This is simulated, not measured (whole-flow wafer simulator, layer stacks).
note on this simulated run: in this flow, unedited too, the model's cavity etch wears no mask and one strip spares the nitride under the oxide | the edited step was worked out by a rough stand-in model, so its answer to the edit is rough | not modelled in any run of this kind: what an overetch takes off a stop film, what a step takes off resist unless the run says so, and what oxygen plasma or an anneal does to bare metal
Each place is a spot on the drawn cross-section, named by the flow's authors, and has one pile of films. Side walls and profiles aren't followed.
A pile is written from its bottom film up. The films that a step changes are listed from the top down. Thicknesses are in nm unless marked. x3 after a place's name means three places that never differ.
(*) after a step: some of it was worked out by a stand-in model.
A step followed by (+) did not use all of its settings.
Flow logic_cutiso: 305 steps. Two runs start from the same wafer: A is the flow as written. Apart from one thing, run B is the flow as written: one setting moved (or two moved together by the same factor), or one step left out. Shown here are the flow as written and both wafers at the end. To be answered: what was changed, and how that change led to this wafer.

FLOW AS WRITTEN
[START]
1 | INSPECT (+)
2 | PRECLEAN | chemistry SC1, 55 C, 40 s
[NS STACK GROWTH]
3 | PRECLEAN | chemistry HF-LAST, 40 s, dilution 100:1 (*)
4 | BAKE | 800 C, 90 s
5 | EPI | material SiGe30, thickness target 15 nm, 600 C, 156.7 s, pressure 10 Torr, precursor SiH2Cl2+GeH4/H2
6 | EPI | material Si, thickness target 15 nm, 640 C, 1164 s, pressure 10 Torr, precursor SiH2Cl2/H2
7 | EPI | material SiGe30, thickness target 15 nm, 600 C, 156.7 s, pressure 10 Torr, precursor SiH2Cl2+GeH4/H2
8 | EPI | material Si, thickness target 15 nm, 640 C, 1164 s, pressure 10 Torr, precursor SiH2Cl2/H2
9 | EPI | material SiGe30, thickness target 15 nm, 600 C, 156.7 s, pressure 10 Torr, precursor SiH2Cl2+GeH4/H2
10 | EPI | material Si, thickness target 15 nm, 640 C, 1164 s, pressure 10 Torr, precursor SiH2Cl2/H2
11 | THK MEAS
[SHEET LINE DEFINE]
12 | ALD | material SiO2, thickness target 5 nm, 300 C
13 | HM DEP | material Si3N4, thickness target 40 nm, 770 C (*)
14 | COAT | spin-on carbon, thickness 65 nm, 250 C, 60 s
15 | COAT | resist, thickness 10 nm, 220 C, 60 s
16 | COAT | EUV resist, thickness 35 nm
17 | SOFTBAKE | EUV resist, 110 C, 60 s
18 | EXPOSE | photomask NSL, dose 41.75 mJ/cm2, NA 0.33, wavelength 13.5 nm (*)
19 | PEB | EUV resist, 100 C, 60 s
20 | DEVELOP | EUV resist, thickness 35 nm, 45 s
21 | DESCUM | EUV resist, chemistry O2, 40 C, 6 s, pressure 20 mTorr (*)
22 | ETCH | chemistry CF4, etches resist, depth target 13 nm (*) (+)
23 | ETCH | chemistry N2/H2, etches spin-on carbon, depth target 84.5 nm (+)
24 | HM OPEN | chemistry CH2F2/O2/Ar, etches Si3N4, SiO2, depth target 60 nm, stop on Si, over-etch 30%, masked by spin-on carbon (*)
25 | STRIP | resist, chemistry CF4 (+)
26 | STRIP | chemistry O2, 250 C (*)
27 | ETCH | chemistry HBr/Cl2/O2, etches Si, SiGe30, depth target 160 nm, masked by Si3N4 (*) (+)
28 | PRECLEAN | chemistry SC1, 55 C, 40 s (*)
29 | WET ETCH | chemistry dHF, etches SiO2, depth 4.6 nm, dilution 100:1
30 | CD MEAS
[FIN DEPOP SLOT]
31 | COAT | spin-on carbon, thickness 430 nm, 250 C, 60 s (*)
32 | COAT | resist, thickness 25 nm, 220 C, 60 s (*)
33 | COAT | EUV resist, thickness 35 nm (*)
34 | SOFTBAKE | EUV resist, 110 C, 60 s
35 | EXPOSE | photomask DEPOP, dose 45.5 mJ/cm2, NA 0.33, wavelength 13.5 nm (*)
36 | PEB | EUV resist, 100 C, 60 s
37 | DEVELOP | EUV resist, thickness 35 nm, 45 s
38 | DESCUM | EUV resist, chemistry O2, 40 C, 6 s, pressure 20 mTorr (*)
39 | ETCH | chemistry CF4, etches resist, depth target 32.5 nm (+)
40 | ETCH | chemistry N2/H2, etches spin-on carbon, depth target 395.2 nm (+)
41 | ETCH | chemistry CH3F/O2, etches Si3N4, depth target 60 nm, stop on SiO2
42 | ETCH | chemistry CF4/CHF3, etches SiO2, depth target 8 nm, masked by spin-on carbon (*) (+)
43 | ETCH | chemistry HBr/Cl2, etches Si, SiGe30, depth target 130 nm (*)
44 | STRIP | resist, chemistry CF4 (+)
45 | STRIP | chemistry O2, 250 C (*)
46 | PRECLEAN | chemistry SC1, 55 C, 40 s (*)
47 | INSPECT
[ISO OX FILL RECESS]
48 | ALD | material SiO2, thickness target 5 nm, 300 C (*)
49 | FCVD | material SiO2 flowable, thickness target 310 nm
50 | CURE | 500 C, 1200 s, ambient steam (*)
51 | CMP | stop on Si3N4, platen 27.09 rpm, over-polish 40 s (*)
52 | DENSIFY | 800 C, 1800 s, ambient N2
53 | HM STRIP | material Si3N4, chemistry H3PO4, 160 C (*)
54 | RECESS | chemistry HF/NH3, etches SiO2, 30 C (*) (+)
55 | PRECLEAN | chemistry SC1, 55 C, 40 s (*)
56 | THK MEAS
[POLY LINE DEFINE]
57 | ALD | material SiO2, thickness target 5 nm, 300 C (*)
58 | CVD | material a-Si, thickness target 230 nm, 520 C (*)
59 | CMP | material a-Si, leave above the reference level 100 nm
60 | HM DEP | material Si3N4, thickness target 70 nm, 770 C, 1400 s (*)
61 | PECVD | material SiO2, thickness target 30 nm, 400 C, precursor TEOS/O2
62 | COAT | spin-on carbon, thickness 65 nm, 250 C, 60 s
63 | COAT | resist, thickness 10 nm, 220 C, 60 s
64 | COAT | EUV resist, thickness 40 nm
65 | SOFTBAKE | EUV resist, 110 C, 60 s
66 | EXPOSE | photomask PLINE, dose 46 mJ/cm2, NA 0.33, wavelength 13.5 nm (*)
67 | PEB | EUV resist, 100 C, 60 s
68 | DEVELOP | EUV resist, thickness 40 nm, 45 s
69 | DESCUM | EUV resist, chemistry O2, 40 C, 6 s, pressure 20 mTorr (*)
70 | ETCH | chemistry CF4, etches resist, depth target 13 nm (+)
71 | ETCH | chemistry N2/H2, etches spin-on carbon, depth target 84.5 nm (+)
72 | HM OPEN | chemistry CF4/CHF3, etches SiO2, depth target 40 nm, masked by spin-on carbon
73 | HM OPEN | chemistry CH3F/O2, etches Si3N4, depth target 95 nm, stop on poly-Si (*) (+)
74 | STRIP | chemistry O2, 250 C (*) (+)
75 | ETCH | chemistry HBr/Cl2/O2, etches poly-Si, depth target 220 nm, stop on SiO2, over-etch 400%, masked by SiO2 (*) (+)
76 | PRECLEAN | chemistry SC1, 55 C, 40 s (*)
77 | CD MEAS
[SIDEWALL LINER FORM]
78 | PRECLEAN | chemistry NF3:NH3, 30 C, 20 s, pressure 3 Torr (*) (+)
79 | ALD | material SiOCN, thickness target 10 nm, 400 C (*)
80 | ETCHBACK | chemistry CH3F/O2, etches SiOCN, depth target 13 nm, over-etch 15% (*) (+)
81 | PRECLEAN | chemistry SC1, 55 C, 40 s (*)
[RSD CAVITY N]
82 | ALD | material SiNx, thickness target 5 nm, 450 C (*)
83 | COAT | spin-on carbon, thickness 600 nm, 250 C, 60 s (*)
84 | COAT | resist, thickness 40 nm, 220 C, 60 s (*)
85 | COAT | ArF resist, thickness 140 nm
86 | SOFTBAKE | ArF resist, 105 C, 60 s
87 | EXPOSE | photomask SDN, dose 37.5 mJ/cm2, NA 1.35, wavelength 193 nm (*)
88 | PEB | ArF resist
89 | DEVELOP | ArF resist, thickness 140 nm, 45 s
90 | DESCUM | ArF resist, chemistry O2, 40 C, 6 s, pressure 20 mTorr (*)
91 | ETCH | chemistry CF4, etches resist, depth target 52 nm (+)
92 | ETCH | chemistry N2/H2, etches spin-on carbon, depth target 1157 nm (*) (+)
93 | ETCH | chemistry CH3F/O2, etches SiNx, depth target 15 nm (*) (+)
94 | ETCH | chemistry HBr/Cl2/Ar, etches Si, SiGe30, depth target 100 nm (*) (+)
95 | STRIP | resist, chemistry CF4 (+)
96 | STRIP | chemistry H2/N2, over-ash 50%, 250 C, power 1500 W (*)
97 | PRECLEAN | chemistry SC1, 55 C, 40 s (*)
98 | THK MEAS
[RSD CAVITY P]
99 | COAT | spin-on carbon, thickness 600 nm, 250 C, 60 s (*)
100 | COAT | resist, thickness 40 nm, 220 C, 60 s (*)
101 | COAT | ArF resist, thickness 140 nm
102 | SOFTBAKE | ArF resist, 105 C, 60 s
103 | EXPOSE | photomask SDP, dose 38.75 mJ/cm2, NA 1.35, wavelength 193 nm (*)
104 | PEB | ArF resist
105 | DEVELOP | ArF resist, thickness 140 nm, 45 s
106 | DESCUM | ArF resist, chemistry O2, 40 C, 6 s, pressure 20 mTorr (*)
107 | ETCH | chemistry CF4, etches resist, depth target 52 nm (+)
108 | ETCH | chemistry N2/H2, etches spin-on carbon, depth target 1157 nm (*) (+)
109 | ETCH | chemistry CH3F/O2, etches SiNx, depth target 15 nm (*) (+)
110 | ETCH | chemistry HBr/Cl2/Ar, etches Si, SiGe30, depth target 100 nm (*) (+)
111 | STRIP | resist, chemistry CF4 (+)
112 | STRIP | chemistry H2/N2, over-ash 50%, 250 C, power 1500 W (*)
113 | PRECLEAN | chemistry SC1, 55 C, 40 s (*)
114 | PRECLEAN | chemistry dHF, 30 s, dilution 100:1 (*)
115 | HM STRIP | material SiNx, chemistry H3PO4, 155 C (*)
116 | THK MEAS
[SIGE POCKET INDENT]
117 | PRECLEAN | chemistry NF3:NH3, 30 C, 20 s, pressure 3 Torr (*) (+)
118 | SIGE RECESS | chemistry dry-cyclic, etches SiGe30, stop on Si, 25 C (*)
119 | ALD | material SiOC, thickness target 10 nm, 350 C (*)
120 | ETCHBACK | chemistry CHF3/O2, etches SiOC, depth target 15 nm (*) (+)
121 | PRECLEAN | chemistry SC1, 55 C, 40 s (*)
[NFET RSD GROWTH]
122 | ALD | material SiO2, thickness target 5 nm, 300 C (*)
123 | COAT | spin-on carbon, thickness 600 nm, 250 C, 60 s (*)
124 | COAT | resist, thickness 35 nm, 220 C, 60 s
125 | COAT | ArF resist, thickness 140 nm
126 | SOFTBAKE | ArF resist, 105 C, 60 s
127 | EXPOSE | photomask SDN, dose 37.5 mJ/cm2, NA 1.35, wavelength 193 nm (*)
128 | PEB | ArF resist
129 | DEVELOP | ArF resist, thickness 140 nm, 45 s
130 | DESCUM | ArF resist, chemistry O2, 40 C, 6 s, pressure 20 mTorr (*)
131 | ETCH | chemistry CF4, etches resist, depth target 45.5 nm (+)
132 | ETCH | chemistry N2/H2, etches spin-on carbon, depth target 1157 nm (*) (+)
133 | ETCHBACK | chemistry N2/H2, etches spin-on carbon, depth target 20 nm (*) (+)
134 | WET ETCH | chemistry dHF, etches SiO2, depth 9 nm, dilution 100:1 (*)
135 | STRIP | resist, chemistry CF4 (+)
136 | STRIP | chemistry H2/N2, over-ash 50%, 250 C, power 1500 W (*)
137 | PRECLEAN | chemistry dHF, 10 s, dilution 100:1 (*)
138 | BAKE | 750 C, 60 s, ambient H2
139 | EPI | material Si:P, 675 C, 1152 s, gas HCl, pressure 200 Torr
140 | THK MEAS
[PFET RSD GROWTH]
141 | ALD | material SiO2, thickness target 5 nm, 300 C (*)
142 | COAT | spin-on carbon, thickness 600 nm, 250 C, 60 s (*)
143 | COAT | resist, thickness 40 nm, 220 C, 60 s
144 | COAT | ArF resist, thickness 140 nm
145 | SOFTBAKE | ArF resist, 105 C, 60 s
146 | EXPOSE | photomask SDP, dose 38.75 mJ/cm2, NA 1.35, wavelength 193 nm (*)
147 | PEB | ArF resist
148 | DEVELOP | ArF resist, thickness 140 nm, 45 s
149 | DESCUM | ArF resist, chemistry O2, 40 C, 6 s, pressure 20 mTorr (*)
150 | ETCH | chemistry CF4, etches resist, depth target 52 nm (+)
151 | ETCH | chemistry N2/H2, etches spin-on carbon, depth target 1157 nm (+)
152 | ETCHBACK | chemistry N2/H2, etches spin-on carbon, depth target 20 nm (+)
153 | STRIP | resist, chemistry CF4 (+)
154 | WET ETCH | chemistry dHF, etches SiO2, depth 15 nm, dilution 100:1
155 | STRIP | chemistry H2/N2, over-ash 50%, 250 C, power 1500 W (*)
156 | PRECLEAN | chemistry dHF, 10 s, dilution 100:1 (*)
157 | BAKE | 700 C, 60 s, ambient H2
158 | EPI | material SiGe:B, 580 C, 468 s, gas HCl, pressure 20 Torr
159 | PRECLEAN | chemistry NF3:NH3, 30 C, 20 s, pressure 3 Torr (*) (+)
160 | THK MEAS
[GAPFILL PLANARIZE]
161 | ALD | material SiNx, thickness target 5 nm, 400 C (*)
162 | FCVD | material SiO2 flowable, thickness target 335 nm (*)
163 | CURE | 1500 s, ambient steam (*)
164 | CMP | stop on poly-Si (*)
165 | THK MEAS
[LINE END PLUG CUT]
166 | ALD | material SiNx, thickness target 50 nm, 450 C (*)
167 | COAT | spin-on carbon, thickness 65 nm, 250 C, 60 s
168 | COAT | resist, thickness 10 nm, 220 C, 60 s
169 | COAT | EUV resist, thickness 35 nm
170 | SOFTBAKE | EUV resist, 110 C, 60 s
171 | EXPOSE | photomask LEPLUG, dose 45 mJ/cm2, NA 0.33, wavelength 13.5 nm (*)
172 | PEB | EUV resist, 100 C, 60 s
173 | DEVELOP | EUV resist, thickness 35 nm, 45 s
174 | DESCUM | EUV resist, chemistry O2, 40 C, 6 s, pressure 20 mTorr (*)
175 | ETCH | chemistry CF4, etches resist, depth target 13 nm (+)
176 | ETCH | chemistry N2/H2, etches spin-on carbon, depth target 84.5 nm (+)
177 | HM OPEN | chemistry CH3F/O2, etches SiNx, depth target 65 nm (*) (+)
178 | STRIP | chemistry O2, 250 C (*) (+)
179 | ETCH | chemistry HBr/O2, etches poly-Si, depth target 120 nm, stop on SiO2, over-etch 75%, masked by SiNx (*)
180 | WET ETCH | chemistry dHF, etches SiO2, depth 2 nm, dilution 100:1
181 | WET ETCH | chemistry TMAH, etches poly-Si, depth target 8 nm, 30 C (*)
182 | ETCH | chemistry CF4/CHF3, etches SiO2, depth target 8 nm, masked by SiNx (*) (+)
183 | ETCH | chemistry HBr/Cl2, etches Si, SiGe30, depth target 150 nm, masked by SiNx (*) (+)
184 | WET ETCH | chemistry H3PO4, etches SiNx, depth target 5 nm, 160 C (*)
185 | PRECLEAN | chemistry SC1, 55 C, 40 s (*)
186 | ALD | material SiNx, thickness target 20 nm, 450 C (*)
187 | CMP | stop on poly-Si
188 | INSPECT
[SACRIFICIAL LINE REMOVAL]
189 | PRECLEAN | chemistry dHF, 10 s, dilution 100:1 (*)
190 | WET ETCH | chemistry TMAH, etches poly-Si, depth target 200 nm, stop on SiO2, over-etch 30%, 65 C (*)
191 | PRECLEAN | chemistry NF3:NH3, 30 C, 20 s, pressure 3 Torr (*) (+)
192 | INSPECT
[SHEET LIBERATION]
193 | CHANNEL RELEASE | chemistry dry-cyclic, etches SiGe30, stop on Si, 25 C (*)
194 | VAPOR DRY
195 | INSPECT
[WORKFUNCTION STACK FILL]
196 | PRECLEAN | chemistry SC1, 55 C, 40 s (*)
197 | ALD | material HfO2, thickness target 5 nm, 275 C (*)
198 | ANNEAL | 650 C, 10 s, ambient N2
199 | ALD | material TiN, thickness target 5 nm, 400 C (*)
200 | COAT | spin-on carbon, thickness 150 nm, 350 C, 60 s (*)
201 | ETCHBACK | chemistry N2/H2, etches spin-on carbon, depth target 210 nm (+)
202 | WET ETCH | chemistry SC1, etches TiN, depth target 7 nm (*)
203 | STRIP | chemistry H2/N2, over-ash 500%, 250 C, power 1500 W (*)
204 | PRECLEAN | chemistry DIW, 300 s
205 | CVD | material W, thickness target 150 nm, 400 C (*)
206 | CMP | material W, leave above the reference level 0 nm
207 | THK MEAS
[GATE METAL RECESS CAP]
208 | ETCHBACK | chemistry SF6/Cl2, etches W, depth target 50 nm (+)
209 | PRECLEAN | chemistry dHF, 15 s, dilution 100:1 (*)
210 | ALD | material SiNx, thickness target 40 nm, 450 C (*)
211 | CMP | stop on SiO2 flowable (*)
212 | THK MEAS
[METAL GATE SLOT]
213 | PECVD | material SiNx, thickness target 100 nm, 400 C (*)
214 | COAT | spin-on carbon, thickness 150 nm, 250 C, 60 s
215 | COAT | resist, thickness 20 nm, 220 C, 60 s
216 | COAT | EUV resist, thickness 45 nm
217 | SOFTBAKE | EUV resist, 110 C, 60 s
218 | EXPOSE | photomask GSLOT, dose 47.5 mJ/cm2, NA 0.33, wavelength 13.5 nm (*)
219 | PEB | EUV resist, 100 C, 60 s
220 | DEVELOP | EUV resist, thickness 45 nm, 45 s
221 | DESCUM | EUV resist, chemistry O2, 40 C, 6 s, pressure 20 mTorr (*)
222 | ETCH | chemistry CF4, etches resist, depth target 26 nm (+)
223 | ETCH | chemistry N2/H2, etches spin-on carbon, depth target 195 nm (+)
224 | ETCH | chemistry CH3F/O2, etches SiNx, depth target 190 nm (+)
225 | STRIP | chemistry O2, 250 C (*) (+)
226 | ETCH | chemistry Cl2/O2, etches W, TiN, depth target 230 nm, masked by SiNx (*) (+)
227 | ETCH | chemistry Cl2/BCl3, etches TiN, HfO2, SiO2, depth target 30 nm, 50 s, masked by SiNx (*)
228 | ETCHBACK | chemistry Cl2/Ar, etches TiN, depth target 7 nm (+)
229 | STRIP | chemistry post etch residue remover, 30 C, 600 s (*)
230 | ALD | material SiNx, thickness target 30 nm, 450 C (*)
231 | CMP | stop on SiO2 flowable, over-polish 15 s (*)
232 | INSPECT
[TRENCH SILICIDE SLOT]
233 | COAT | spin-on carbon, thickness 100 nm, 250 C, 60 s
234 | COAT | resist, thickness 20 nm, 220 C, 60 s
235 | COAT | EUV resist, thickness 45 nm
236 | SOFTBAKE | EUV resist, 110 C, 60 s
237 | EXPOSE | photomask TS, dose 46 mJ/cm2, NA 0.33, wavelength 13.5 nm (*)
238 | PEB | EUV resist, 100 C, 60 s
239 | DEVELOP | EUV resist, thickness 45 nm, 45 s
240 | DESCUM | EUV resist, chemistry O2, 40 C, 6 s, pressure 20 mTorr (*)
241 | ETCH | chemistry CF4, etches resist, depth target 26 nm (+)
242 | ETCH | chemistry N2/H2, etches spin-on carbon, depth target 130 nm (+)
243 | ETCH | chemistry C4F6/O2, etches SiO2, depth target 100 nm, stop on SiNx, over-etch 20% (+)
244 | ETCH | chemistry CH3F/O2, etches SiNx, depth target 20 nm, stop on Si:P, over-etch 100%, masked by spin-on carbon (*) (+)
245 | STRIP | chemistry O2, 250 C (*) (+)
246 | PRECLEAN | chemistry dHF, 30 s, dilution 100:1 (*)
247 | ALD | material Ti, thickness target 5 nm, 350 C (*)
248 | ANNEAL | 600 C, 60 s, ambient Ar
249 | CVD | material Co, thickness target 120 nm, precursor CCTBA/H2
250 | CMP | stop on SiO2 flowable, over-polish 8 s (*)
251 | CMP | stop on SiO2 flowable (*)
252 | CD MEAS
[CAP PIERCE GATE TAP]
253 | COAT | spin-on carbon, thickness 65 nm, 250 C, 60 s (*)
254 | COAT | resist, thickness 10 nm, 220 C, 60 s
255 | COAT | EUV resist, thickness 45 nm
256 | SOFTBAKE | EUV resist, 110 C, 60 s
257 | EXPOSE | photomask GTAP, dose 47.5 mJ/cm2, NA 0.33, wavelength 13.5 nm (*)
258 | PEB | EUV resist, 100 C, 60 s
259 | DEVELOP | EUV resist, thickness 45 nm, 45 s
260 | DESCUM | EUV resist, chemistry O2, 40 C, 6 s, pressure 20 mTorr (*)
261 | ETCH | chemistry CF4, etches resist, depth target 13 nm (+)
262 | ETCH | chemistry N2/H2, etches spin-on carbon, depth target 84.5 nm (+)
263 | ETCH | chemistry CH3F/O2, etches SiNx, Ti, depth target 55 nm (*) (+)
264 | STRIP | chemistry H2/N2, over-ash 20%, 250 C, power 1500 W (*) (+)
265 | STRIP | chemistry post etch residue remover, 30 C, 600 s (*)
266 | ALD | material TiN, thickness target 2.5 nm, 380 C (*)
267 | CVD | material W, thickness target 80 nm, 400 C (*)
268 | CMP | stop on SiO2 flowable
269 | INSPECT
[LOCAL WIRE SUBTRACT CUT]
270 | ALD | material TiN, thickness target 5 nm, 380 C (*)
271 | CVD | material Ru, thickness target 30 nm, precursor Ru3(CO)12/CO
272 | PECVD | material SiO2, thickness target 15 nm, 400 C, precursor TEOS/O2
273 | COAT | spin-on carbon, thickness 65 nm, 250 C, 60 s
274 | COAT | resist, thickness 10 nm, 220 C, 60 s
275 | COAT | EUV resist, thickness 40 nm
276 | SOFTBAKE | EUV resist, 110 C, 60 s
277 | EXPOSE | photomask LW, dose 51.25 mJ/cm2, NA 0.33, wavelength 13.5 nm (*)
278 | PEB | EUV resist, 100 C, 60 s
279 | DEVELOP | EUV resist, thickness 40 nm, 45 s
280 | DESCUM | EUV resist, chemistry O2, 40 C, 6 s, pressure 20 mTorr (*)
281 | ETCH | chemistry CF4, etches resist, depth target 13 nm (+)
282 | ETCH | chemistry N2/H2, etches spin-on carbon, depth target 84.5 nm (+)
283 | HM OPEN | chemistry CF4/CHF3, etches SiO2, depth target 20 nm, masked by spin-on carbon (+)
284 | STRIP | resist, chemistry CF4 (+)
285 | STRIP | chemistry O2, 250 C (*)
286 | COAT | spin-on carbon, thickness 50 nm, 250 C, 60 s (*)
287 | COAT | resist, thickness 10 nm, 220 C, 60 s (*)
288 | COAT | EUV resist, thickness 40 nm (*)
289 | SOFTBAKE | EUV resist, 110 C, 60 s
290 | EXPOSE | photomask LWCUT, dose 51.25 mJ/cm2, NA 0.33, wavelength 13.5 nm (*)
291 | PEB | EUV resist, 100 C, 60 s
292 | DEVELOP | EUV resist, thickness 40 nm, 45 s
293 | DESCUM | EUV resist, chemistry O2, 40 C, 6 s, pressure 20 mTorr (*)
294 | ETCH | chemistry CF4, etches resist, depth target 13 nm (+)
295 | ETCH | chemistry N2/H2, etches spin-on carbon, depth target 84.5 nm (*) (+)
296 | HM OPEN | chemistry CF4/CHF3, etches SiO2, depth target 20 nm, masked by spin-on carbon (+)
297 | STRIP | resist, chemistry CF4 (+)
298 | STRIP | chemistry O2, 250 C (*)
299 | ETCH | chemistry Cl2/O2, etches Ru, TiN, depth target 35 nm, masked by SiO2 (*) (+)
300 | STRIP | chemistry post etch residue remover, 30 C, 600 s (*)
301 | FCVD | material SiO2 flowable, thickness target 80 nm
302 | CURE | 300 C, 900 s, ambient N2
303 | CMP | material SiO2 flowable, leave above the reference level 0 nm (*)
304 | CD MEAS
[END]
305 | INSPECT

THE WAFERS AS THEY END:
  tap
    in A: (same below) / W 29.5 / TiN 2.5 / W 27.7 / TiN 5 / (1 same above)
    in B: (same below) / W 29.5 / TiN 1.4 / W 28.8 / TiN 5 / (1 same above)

The reason: step 266, ALD: thickness target 1.4 nm was run, though the flow has thickness target 2.5 nm.
The wafer lets one read it off: tap has TiN 1.4, and step 266 as written asks for 2.5 nm.

Step by step, how the change led to this:
  266 | ALD | material TiN, thickness target 2.5 nm, 380 C (*)
      depop, dpovl, gfld and 19 more: A +2.5 TiN (new film) | B +1.4 TiN (new film)
  268 | CMP | stop on SiO2 flowable
      depop, dpovl, gfld and 9 more: A -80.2 W (all of it), -2.5 TiN (all of it), -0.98 SiNx | B -80.2 W (all of it), -1.4 TiN (all of it), -0.98 SiNx
      lnr, lnri, lnrp, lnrt: A -80 W (all of it), -2.5 TiN (all of it), -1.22 SiOCN | B -80 W (all of it), -1.4 TiN (all of it), -1.22 SiOCN
      (also at 5 further places)
